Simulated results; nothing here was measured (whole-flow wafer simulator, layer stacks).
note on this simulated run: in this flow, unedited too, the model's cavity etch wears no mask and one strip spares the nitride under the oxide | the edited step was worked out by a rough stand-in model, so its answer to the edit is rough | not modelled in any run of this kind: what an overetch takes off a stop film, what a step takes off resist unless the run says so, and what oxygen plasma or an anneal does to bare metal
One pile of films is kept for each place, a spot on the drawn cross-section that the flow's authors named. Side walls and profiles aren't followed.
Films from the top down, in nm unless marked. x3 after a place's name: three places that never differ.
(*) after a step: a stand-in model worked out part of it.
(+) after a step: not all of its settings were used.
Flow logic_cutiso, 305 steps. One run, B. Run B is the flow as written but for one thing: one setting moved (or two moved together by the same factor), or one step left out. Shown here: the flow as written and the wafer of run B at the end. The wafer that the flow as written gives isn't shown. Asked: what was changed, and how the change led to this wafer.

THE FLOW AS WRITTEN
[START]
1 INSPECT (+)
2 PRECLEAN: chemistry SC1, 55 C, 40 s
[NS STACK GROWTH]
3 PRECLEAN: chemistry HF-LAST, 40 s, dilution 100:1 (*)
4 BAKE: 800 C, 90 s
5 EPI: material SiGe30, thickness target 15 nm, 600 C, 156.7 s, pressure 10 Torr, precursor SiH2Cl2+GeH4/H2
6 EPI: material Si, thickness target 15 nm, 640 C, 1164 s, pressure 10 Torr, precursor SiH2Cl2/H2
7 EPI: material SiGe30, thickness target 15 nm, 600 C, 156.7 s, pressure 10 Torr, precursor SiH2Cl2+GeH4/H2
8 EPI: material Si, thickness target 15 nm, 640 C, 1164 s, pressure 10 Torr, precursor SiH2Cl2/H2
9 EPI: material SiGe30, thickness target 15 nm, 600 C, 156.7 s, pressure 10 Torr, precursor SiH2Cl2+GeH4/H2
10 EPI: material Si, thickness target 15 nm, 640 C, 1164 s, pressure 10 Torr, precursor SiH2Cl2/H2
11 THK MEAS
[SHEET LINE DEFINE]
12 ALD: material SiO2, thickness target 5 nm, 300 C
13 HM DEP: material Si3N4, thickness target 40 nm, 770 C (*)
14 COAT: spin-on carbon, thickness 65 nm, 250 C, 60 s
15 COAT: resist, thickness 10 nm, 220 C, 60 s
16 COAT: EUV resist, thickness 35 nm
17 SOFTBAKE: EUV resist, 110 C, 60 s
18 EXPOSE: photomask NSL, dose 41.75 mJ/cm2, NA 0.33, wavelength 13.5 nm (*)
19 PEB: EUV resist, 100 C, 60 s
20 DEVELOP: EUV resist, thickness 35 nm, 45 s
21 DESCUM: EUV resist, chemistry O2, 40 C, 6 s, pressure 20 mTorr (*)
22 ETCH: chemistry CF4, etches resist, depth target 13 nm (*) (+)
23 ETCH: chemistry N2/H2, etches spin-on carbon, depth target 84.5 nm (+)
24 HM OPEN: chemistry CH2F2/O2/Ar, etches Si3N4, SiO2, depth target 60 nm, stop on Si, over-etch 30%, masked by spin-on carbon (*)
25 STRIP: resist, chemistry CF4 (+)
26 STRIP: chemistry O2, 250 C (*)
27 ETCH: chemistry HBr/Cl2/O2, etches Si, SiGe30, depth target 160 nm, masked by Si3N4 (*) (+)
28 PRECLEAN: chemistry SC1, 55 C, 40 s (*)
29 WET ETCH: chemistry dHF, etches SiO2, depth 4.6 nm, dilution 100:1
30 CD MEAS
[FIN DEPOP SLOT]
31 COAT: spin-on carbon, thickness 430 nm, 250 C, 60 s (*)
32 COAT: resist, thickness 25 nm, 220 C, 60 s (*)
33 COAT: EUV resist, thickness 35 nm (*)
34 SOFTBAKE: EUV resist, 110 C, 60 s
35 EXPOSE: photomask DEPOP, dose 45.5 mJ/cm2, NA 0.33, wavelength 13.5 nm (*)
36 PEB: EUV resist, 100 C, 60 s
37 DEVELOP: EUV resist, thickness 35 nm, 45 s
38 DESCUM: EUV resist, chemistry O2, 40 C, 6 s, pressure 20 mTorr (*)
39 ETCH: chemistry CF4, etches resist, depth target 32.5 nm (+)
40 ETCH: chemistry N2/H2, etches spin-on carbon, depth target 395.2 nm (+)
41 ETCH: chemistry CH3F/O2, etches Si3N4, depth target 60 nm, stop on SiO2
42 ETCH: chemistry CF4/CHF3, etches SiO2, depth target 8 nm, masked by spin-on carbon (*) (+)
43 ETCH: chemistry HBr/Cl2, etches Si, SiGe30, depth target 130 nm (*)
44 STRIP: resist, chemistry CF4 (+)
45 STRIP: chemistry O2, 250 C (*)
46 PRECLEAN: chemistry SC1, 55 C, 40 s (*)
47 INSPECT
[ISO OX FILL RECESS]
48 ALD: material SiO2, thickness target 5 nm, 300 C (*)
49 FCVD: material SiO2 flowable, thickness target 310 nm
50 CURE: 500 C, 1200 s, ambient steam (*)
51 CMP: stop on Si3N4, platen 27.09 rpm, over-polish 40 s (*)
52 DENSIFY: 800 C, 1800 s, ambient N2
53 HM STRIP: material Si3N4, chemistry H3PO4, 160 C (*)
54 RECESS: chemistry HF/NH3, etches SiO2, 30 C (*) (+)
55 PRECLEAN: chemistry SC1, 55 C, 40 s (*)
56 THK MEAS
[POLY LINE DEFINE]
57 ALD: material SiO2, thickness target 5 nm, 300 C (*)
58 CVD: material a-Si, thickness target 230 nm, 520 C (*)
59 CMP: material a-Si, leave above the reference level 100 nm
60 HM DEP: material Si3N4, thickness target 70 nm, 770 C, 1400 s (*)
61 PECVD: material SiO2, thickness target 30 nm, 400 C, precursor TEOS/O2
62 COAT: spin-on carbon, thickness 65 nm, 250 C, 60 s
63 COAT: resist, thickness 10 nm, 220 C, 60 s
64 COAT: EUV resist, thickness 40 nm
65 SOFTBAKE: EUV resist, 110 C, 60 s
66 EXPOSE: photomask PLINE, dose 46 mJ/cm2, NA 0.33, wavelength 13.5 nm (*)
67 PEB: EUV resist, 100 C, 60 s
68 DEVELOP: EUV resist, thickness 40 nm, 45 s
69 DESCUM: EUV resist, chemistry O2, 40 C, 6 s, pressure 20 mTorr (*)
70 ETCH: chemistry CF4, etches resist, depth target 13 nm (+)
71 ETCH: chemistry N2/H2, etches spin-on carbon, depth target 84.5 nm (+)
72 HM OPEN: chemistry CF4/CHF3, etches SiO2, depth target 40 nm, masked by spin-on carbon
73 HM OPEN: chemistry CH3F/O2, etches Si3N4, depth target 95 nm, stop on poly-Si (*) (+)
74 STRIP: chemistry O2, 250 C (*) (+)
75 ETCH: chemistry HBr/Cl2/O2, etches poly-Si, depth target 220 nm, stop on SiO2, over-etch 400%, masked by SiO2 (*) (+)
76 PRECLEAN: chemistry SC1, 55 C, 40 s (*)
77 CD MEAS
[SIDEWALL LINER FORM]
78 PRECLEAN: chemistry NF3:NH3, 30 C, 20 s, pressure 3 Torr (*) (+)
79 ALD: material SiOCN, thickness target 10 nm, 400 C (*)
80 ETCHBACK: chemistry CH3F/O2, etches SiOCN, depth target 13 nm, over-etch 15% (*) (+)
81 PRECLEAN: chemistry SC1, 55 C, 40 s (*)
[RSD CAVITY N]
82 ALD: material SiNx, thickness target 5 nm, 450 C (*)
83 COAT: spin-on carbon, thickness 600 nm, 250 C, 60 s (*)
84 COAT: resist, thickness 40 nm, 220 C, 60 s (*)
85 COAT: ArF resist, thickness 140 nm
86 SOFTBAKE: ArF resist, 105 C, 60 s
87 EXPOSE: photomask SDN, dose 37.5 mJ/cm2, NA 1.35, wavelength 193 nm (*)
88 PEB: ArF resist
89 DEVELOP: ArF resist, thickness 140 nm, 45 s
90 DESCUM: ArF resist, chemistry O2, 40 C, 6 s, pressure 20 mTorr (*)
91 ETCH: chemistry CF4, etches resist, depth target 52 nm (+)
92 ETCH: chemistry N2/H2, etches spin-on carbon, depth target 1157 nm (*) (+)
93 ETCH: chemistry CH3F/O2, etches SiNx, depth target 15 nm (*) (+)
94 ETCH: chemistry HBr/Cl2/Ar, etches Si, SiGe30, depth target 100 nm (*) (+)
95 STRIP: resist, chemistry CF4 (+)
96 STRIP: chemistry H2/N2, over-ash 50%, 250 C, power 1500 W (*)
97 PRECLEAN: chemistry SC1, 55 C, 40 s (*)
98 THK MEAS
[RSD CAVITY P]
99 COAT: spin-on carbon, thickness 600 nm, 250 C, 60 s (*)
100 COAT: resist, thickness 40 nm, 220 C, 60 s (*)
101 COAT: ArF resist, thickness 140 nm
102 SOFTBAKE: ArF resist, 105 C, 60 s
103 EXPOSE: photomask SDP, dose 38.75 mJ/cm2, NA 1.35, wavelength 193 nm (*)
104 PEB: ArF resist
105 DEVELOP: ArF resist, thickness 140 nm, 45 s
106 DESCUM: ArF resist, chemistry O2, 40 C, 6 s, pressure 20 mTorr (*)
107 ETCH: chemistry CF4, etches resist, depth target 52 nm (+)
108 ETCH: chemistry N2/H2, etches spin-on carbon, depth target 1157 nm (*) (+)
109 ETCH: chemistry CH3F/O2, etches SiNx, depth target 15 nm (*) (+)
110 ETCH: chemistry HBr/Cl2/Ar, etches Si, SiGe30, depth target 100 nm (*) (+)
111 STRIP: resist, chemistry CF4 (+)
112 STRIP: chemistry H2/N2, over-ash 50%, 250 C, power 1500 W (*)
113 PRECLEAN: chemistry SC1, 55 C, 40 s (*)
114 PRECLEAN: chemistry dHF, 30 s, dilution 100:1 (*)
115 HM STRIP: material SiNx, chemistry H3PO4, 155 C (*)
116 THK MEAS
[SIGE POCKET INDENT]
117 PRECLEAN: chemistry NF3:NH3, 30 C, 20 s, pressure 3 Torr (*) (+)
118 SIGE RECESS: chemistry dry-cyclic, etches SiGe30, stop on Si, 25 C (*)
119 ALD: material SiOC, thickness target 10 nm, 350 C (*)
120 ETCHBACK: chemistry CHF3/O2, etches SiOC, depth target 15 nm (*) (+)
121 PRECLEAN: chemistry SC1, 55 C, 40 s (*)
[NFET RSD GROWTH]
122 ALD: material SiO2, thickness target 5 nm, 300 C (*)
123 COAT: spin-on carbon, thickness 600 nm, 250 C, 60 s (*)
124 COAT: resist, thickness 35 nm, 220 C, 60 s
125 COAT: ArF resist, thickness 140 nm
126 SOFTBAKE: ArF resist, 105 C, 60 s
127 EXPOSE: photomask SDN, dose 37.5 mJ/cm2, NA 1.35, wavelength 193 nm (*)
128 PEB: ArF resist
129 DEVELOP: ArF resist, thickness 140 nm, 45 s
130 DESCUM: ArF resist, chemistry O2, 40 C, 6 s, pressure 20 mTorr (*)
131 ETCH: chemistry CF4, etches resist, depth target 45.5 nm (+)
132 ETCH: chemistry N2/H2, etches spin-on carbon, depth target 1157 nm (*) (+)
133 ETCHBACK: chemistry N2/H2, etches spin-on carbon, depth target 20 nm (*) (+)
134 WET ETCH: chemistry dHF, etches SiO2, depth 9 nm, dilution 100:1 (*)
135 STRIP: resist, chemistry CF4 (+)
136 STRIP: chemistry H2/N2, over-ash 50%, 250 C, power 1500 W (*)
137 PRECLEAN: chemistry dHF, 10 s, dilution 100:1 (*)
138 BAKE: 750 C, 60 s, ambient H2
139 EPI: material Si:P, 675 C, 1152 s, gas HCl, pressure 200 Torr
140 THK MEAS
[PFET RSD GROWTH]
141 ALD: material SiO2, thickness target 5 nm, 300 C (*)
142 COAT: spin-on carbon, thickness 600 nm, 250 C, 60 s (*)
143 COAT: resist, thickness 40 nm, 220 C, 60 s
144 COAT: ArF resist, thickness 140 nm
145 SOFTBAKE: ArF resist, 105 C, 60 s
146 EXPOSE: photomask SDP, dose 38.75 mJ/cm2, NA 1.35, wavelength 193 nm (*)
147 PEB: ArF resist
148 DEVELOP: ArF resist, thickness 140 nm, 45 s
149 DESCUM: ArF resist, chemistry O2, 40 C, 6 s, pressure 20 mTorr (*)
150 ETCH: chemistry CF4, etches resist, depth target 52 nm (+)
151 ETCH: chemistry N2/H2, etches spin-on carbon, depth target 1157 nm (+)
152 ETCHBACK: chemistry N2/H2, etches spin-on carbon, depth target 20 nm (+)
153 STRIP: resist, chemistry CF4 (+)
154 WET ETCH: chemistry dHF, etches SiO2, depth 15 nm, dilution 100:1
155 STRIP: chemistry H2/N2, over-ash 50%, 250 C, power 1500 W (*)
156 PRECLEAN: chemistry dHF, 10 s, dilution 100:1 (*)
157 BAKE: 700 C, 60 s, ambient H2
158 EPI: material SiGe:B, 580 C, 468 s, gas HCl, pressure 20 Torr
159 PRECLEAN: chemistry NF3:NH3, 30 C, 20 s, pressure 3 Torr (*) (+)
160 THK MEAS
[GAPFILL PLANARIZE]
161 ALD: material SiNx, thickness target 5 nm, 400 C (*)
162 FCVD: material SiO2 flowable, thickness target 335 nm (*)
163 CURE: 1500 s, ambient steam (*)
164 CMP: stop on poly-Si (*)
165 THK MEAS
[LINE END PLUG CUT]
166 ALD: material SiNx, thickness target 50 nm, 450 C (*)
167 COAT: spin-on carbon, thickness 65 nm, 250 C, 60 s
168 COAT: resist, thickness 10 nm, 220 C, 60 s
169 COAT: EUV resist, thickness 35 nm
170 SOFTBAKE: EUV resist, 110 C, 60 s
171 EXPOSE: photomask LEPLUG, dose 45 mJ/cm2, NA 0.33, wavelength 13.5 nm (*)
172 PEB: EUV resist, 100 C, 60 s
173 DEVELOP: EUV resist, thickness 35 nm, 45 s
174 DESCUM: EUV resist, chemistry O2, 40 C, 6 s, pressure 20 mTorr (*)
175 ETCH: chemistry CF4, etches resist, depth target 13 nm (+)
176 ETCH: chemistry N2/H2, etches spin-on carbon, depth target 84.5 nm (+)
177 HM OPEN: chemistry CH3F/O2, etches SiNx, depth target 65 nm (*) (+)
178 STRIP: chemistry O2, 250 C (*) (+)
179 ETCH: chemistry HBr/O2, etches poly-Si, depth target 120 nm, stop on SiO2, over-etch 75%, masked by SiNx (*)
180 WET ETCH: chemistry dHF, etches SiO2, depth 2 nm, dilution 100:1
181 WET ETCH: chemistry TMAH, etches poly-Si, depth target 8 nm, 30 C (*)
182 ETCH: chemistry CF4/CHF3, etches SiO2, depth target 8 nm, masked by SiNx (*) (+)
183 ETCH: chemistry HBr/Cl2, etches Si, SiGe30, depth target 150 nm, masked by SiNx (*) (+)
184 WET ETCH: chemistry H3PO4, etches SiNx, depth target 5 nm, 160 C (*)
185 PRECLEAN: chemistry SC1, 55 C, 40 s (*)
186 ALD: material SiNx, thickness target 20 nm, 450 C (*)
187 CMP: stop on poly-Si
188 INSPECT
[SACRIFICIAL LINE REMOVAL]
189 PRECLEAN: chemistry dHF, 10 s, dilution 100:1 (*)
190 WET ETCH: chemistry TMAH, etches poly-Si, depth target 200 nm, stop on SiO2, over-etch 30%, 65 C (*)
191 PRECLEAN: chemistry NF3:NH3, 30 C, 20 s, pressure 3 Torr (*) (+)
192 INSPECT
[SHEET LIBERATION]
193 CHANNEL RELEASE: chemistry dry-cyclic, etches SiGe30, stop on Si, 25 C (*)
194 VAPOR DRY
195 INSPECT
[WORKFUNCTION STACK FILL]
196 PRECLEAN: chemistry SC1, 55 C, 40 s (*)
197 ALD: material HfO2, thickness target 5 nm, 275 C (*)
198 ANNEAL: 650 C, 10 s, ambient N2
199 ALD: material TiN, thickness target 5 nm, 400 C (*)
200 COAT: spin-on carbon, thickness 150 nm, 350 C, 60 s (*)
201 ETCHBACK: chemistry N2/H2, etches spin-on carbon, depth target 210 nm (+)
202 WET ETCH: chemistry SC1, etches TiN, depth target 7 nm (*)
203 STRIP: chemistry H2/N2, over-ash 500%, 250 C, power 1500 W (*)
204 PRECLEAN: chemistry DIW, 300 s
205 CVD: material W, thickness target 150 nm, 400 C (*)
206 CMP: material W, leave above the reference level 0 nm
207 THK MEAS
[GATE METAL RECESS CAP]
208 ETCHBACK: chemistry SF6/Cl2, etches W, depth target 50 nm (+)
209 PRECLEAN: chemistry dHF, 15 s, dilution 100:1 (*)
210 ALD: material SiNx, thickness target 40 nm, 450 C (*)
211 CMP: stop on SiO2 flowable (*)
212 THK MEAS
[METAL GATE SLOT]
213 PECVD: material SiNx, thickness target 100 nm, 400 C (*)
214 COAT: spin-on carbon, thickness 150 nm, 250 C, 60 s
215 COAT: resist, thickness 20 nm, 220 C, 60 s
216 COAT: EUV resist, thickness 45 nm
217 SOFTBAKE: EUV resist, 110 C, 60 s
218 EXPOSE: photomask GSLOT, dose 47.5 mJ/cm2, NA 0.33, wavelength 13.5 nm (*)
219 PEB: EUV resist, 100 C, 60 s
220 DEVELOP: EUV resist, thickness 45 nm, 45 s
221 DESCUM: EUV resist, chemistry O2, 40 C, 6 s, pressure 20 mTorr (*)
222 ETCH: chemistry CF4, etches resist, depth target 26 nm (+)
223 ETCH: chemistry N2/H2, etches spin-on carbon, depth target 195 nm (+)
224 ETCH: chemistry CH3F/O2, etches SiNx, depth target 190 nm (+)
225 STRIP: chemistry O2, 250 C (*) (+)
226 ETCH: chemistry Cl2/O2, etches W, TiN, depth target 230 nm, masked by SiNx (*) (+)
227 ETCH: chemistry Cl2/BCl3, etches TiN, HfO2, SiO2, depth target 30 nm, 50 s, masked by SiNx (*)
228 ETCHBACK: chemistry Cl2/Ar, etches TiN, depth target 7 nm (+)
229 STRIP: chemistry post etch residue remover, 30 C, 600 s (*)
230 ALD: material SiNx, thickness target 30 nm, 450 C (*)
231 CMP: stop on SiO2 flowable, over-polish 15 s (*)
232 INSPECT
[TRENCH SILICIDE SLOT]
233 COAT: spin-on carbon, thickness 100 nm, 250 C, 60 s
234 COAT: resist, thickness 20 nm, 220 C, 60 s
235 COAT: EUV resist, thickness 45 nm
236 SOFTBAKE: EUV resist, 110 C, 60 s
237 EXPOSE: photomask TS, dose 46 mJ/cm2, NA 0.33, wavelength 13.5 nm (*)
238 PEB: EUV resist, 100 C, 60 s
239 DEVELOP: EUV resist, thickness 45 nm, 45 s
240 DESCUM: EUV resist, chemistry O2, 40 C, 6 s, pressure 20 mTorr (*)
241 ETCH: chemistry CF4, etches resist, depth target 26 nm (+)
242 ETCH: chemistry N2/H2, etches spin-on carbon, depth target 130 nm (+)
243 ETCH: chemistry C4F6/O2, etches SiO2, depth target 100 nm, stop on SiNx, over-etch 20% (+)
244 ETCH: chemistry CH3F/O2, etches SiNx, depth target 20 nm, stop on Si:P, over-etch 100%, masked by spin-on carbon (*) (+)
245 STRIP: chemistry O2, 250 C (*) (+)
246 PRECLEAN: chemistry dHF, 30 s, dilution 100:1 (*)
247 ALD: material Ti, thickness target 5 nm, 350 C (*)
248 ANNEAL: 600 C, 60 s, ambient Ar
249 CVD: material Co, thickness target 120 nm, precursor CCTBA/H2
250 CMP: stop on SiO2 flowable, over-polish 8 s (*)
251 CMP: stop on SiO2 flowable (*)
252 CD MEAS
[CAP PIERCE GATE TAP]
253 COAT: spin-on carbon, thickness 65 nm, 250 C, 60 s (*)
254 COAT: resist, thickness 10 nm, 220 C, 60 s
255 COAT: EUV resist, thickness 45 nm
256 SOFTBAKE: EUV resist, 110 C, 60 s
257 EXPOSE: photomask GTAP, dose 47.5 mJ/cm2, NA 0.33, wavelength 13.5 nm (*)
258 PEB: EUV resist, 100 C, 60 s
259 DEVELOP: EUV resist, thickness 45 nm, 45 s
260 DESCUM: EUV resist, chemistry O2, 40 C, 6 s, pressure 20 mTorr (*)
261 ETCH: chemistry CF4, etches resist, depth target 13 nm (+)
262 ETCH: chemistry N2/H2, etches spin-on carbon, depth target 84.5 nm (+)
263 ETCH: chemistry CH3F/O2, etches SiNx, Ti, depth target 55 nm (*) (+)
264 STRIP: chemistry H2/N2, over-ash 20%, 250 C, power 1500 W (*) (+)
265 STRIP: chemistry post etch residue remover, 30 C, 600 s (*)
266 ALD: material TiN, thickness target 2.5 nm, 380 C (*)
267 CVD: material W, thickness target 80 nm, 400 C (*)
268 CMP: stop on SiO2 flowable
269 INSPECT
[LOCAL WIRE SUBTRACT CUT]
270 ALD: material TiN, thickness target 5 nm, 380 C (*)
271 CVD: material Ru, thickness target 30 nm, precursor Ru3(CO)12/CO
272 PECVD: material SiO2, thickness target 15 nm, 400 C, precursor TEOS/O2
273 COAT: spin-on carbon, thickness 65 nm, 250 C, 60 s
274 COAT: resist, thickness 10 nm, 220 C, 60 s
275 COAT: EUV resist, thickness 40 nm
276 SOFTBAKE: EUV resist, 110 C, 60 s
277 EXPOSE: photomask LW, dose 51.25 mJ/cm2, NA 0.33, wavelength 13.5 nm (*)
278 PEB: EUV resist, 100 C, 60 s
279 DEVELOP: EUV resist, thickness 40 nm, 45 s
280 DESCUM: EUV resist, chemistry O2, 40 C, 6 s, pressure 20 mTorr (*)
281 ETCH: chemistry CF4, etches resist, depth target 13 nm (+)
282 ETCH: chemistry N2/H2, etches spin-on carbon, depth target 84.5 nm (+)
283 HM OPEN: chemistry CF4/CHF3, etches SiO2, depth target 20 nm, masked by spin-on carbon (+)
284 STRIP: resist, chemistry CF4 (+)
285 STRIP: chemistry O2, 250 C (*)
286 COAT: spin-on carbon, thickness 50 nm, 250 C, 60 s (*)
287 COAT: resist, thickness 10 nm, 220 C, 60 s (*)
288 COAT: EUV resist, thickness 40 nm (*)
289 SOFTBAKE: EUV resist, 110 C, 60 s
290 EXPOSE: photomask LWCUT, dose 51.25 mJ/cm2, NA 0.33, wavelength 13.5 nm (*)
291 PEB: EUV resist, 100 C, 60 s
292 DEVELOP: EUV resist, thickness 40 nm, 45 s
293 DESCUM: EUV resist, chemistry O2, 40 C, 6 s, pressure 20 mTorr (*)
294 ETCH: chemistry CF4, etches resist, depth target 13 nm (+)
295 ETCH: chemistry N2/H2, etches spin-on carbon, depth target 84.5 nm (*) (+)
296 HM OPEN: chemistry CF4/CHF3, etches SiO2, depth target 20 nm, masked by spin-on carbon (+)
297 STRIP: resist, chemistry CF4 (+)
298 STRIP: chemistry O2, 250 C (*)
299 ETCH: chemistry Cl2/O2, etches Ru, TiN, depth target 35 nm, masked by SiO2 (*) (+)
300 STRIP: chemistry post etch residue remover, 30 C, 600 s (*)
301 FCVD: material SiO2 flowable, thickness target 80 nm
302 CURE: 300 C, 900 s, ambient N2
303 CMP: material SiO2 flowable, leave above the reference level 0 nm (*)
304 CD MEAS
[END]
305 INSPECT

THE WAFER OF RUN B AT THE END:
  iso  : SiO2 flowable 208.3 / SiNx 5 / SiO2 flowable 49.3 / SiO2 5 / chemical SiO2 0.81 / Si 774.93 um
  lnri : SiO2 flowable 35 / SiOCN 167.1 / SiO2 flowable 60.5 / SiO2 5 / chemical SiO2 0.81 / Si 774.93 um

The cause: step 120, ETCHBACK: depth target 17.6 nm was run, where the flow has depth target 15 nm.

How the change led to this, step by step:
  120 ETCHBACK: chemistry CHF3/O2, etches SiOC, depth target 15 nm (*) (+)
      gxn: SiOC -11 (all of it), SiO2 -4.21 (all of it), Si3N4 -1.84 (as written it would be: SiOC -11 (all of it), SiO2 -4.21 (all of it))
      gxp: SiOC -11 (all of it), SiO2 -4.25 (all of it), Si3N4 -1.84 (as written it would be: SiOC -11 (all of it), SiO2 -4.25 (all of it))
      (and at 16 more places)
  141 ALD: material SiO2, thickness target 5 nm, 300 C (*)
      gxn: SiO2 +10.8 (new film) (as written it would be: SiO2 +10.1 (new film))
      gxp: SiO2 +5.6 (as written it would be: SiO2 +5)
  164 CMP: stop on poly-Si (*)
      depop, dpovl, isow, ns, nsgap: SiO2 flowable -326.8 (all of it), SiNx -5 (all of it), SiO2 -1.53 (all of it), Si3N4 -70 (all of it) (as written it would be: SiO2 flowable -326.8 (all of it), SiNx -5 (all of it), SiO2 -4.13 (all of it), Si3N4 -70 (all of it))
      gfld, gxf: SiO2 flowable -253.4 (all of it), SiNx -5 (all of it), SiO2 -1.53 (all of it), Si3N4 -70 (all of it) (as written it would be: SiO2 flowable -251.9 (all of it), SiNx -5 (all of it), SiO2 -4.13 (all of it), Si3N4 -70 (all of it))
      (and at 6 more places)
